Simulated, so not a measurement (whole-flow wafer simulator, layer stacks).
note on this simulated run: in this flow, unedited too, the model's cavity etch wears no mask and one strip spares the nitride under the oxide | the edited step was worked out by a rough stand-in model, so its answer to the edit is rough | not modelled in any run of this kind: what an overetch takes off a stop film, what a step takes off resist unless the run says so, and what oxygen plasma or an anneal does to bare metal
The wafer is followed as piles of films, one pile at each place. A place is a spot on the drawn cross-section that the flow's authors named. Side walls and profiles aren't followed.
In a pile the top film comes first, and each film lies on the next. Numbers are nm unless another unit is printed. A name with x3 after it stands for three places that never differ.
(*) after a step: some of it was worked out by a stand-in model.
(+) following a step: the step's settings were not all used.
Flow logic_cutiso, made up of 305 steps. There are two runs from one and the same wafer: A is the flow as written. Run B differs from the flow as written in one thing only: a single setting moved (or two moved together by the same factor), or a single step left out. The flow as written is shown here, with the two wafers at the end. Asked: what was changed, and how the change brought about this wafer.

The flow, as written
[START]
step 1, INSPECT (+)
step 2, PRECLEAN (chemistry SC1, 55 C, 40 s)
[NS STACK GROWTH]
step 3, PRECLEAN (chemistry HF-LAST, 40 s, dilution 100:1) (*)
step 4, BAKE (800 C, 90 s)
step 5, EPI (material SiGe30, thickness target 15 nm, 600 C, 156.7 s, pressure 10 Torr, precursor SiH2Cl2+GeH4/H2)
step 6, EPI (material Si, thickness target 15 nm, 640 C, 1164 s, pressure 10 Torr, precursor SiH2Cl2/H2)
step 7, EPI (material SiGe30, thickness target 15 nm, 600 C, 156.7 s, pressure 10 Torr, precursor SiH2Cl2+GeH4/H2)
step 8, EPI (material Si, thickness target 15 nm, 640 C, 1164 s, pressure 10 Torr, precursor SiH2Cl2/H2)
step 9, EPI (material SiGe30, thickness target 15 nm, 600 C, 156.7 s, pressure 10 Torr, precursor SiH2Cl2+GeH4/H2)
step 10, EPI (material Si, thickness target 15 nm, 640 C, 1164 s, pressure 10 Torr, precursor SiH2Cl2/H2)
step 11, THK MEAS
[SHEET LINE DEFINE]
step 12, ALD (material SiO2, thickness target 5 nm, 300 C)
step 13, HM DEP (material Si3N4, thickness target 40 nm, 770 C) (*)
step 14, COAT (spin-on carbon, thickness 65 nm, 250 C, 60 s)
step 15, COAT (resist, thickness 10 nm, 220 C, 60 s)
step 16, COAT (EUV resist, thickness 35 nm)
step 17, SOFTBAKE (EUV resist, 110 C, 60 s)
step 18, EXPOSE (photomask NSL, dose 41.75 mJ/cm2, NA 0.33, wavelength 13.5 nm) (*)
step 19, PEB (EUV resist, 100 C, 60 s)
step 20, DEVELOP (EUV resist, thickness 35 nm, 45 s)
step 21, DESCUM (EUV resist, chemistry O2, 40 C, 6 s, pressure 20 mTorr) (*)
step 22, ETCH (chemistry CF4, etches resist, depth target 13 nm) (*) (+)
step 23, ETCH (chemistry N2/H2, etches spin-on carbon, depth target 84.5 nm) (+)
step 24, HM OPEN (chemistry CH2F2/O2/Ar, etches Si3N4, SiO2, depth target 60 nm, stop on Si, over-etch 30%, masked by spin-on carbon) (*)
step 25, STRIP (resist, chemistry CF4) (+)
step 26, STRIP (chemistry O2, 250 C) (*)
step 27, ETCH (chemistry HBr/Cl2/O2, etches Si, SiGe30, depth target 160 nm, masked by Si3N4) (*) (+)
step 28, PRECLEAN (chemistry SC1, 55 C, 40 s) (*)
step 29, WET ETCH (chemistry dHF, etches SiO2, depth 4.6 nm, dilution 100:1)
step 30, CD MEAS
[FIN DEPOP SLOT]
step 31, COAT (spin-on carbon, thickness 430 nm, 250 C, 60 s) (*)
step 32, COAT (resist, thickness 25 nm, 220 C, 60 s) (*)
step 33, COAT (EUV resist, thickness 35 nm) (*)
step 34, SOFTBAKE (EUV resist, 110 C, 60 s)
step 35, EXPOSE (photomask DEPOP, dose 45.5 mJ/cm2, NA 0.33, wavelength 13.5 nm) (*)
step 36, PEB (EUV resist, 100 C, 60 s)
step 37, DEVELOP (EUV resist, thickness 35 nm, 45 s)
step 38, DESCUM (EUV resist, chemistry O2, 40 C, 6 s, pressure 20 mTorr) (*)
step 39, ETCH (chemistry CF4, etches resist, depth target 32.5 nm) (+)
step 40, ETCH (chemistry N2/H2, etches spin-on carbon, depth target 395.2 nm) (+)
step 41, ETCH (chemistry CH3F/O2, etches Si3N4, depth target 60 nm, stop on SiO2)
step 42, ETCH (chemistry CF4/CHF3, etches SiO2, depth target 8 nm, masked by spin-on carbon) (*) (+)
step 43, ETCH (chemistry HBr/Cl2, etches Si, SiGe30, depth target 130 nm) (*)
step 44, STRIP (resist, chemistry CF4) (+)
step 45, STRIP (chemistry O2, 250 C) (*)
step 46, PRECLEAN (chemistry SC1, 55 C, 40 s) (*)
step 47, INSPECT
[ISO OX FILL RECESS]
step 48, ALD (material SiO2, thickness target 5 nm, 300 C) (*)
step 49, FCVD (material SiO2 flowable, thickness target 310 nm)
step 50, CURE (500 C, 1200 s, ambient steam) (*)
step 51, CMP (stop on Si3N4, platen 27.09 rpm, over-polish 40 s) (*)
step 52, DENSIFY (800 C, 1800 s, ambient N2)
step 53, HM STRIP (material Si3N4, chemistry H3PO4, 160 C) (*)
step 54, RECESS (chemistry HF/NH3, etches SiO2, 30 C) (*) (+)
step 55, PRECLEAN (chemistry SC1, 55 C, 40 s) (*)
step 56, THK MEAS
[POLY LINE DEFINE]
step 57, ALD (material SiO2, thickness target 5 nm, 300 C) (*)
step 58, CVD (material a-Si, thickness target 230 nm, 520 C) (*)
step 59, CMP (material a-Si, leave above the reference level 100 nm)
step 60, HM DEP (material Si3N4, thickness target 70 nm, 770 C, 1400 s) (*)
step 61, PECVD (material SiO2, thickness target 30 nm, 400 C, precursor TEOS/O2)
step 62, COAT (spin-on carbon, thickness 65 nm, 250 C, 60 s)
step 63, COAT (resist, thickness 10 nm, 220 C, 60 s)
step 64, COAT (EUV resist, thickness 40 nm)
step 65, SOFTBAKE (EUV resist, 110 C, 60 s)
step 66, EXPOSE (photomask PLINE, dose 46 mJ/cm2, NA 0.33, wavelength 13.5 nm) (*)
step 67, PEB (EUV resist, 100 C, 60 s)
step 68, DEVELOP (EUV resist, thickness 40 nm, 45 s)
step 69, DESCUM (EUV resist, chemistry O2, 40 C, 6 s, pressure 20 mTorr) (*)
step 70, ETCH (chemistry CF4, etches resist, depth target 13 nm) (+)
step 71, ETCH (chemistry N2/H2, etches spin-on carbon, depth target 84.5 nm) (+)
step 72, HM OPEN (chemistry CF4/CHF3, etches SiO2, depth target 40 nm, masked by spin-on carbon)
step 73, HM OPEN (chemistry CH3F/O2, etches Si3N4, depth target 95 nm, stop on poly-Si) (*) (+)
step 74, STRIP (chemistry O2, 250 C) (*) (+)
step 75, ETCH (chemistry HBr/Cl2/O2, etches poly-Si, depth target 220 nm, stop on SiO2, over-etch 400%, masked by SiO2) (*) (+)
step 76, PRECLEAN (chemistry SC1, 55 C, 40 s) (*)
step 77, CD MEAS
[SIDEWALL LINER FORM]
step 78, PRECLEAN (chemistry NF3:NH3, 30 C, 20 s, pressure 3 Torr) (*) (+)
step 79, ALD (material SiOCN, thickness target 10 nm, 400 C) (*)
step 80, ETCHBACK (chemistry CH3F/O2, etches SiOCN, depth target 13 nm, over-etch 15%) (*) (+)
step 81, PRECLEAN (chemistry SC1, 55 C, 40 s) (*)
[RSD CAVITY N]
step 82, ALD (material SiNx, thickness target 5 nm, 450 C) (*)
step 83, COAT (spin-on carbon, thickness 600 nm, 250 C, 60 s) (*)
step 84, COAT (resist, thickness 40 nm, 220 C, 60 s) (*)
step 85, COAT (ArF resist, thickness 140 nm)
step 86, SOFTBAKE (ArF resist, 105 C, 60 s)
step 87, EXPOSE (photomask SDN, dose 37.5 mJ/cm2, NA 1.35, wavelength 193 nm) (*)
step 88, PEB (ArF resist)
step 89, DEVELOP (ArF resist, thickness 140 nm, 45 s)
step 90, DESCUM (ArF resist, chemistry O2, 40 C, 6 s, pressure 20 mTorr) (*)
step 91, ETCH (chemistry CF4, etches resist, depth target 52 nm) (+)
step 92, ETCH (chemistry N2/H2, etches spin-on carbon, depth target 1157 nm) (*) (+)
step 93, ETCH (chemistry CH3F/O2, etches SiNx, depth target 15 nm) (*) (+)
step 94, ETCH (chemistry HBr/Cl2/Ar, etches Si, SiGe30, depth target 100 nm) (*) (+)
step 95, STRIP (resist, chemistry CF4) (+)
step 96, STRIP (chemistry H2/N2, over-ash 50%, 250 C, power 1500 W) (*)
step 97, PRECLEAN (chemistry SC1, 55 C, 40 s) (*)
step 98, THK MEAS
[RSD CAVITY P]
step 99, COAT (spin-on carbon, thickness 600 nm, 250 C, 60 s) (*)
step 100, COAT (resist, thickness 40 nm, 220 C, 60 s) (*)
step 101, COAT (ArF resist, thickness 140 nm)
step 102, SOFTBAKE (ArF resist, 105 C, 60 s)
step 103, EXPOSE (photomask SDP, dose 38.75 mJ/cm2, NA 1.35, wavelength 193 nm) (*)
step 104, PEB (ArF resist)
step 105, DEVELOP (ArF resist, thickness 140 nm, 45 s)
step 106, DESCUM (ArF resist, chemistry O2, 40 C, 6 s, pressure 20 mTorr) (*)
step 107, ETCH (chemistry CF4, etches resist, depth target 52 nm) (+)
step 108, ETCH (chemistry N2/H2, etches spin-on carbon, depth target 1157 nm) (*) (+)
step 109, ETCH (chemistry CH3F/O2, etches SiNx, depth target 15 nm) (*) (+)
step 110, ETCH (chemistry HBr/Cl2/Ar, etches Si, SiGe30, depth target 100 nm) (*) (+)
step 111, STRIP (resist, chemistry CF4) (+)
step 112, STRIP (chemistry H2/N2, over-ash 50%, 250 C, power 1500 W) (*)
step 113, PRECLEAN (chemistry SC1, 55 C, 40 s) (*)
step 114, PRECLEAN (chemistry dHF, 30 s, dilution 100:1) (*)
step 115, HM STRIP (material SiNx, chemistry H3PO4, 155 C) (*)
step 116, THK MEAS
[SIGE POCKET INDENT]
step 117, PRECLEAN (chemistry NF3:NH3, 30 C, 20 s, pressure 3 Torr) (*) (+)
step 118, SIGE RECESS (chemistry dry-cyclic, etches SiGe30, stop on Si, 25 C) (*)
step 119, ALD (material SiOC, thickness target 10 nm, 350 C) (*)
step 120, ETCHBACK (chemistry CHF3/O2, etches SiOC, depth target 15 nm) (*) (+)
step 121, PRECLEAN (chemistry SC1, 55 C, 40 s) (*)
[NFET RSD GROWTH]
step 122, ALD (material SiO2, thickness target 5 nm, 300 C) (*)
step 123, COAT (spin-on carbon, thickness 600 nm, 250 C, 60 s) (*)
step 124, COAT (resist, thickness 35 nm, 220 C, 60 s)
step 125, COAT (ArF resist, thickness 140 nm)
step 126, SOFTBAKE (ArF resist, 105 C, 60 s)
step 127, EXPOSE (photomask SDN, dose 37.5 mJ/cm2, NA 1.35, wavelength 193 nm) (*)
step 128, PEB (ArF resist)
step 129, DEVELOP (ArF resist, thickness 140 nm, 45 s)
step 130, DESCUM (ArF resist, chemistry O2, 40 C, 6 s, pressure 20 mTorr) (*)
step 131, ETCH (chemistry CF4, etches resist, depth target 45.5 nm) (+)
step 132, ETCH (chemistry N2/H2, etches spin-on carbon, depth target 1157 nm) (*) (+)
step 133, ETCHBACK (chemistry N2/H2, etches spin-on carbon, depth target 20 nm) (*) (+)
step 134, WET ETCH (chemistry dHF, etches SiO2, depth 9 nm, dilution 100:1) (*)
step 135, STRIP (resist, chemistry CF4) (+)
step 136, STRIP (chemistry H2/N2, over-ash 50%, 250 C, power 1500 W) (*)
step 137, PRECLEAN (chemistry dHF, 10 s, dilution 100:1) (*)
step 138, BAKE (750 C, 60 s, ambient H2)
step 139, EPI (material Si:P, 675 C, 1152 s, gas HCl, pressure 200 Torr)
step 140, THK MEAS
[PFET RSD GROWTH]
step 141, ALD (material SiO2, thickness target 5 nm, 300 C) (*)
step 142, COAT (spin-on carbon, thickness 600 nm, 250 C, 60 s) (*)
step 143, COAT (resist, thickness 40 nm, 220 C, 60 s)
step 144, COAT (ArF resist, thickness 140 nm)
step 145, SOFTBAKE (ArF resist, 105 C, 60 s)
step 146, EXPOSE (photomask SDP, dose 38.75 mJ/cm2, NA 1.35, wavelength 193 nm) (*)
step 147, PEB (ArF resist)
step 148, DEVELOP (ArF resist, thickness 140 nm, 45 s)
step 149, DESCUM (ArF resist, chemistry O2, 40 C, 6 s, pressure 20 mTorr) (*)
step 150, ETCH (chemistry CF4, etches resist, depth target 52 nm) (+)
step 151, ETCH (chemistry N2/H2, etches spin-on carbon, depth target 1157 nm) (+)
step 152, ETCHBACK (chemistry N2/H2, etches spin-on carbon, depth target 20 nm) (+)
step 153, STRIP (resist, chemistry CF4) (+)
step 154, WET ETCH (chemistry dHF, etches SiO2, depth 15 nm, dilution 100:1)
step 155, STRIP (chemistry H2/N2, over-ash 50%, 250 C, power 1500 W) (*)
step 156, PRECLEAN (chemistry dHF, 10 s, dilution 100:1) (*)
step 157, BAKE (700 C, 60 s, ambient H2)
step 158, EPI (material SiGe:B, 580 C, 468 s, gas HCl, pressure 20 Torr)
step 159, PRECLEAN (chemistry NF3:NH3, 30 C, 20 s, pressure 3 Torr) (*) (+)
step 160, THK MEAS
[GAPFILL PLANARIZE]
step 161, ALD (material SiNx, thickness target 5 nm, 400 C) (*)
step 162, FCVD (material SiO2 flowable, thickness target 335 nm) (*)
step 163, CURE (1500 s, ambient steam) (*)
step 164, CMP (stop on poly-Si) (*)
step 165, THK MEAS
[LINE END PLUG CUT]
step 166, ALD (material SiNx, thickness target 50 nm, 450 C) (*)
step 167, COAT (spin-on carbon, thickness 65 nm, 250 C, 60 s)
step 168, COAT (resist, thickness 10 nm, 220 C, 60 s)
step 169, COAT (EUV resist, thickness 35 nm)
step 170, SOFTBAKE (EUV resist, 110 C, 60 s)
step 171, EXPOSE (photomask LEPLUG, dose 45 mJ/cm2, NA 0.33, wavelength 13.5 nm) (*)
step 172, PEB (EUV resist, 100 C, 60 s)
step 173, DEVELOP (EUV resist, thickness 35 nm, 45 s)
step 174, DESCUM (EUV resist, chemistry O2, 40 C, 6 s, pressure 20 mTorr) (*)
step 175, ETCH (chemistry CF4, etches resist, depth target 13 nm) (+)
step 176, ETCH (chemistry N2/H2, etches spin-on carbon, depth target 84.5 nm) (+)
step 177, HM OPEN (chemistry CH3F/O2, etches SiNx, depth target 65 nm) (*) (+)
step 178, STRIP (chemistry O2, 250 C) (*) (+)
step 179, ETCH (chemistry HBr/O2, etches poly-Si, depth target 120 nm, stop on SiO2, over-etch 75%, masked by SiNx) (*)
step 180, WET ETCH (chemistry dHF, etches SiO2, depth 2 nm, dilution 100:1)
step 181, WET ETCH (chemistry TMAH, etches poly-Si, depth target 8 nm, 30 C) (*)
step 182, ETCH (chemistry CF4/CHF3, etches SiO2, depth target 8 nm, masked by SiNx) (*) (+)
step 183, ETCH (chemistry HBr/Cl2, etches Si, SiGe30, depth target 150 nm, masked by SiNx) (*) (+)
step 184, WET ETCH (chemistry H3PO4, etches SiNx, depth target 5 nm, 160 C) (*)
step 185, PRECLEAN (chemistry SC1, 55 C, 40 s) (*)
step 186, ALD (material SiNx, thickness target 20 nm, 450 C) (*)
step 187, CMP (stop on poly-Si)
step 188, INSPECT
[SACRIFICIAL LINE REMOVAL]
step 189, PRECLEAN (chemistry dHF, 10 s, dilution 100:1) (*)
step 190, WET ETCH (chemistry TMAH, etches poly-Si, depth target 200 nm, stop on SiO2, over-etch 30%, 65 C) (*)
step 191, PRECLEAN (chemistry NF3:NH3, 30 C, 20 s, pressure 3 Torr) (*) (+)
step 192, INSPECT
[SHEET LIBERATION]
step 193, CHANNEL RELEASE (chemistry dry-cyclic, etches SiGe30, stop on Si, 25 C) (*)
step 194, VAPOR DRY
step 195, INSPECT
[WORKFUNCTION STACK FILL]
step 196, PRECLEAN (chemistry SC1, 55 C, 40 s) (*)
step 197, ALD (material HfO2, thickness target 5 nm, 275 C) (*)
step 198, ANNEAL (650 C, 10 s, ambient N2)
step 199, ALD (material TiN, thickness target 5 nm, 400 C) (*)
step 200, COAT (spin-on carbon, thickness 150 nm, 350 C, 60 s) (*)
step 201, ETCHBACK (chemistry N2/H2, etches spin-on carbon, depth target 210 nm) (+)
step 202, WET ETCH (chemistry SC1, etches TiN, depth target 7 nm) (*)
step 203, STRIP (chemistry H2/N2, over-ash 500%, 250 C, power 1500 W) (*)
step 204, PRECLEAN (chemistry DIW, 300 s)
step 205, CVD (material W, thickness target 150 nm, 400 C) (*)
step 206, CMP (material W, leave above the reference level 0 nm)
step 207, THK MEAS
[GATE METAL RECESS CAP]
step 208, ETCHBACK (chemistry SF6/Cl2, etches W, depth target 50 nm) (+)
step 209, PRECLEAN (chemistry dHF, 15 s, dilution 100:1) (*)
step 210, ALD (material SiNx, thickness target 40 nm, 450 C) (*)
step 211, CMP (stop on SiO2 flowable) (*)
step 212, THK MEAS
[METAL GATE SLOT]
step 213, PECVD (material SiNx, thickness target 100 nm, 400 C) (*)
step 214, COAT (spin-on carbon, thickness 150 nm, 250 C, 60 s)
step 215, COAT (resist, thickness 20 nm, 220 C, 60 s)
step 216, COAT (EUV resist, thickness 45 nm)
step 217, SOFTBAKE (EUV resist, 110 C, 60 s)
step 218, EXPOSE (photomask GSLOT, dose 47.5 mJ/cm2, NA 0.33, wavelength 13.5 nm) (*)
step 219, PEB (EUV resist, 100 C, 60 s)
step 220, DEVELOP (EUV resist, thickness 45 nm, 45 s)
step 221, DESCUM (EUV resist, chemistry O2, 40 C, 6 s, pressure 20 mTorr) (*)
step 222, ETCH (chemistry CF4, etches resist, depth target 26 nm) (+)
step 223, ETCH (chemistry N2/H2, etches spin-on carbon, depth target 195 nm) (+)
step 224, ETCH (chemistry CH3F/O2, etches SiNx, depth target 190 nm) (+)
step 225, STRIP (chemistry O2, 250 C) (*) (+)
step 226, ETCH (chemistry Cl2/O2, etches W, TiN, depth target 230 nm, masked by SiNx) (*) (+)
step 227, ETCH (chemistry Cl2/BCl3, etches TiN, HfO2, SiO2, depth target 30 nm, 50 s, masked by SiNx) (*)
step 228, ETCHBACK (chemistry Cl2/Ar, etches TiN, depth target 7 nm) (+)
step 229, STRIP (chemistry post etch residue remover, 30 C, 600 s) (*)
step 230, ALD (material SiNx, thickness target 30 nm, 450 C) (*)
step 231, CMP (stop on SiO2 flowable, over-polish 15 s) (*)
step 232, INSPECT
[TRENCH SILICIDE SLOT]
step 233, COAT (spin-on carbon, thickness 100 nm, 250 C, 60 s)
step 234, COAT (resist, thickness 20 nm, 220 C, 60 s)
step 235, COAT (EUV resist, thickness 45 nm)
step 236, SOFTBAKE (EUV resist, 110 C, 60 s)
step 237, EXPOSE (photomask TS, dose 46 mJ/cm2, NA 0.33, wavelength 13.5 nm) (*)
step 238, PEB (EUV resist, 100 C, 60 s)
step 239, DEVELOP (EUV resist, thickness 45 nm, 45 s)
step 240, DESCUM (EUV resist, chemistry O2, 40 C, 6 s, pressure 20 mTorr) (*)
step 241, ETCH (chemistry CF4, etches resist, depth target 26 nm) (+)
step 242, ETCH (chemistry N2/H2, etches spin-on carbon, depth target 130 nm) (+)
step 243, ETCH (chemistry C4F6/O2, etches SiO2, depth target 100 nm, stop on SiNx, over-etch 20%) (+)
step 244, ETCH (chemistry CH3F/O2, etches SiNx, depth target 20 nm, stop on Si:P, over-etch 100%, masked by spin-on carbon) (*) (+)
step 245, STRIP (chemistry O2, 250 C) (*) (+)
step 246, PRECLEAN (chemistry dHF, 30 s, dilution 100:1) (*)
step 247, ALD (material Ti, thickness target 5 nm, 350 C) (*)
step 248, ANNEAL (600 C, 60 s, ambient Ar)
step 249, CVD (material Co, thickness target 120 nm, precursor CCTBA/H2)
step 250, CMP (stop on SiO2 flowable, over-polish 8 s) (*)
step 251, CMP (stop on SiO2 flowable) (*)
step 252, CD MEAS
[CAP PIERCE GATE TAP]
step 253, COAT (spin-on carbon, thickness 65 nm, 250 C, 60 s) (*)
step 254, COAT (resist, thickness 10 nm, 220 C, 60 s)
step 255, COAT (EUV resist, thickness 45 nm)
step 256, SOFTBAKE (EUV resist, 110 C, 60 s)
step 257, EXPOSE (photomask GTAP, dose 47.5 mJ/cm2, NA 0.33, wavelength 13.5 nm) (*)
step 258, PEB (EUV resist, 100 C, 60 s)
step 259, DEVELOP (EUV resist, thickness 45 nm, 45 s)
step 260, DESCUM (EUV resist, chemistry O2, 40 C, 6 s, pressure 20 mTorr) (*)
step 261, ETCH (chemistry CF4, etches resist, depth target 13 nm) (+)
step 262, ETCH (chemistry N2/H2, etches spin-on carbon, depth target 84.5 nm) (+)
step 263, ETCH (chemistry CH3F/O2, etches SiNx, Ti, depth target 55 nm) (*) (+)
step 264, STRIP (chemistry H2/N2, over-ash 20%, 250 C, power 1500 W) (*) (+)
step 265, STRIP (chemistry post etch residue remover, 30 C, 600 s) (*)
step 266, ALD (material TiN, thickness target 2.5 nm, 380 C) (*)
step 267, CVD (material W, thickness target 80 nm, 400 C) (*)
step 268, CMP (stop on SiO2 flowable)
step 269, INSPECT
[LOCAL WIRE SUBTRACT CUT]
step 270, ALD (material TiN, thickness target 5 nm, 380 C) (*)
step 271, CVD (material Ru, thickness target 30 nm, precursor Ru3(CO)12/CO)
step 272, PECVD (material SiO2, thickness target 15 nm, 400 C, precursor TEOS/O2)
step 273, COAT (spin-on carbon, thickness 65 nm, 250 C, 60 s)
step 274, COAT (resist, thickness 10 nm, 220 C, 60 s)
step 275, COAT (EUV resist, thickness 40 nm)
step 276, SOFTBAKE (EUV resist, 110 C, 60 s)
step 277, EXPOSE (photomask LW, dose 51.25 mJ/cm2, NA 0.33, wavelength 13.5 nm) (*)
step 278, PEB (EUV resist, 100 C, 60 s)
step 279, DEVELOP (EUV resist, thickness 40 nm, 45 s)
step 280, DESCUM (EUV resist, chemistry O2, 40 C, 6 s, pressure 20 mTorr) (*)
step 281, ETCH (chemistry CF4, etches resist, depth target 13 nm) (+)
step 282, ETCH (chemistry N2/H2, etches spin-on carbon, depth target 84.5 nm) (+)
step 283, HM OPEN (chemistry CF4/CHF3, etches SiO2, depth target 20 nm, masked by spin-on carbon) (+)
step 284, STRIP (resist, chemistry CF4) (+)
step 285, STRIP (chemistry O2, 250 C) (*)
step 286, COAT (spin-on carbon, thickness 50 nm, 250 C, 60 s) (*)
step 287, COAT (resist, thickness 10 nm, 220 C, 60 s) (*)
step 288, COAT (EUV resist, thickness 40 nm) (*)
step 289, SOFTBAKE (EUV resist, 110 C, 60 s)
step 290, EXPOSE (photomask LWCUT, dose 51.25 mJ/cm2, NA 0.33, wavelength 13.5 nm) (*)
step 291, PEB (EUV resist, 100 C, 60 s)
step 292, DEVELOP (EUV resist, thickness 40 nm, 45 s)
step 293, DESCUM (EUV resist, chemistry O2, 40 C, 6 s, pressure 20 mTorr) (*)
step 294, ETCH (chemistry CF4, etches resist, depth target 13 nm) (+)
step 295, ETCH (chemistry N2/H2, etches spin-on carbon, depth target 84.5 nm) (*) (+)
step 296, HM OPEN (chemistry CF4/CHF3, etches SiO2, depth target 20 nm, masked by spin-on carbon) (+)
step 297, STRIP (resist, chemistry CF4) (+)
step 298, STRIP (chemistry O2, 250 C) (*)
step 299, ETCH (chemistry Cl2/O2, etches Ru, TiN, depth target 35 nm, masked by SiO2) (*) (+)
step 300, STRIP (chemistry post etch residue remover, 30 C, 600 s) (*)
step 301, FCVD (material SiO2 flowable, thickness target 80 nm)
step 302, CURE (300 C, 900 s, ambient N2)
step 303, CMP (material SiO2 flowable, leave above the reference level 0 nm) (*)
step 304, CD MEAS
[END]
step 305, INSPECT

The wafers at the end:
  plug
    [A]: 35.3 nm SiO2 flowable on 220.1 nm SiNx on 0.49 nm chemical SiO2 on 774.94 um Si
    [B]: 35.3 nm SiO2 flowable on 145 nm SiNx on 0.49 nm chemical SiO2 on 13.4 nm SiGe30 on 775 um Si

Cause: step 183, ETCH: depth target 75 nm was run, though the flow has depth target 150 nm.

The path from the change to this, step by step:
  step 183, ETCH (chemistry HBr/Cl2, etches Si, SiGe30, depth target 150 nm, masked by SiNx) (*) (+)
      plug: A -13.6 Si (all of it), -15 SiGe30 (all of it), -15 Si (all of it), -15 SiGe30 (all of it), -15 Si (all of it), -15 SiGe30 (all of it), -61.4 Si | B -13.6 Si (all of it), -15 SiGe30 (all of it), -15 Si (all of it), -15 SiGe30 (all of it), -15 Si (all of it), -1.44 SiGe30
      depop, dpovl, gfld and 18 more: A -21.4 SiNx | B -10.7 SiNx
  step 186, ALD (material SiNx, thickness target 20 nm, 450 C) (*)
      plug: A +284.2 SiNx (new film) | B +219.8 SiNx (new film)
  step 187, CMP (stop on poly-Si)
      depop, dpovl, gfld and 18 more: A -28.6 SiNx (all of it) | B -39.3 SiNx (all of it)
      plug: A -28.6 SiNx | B -39.3 SiNx
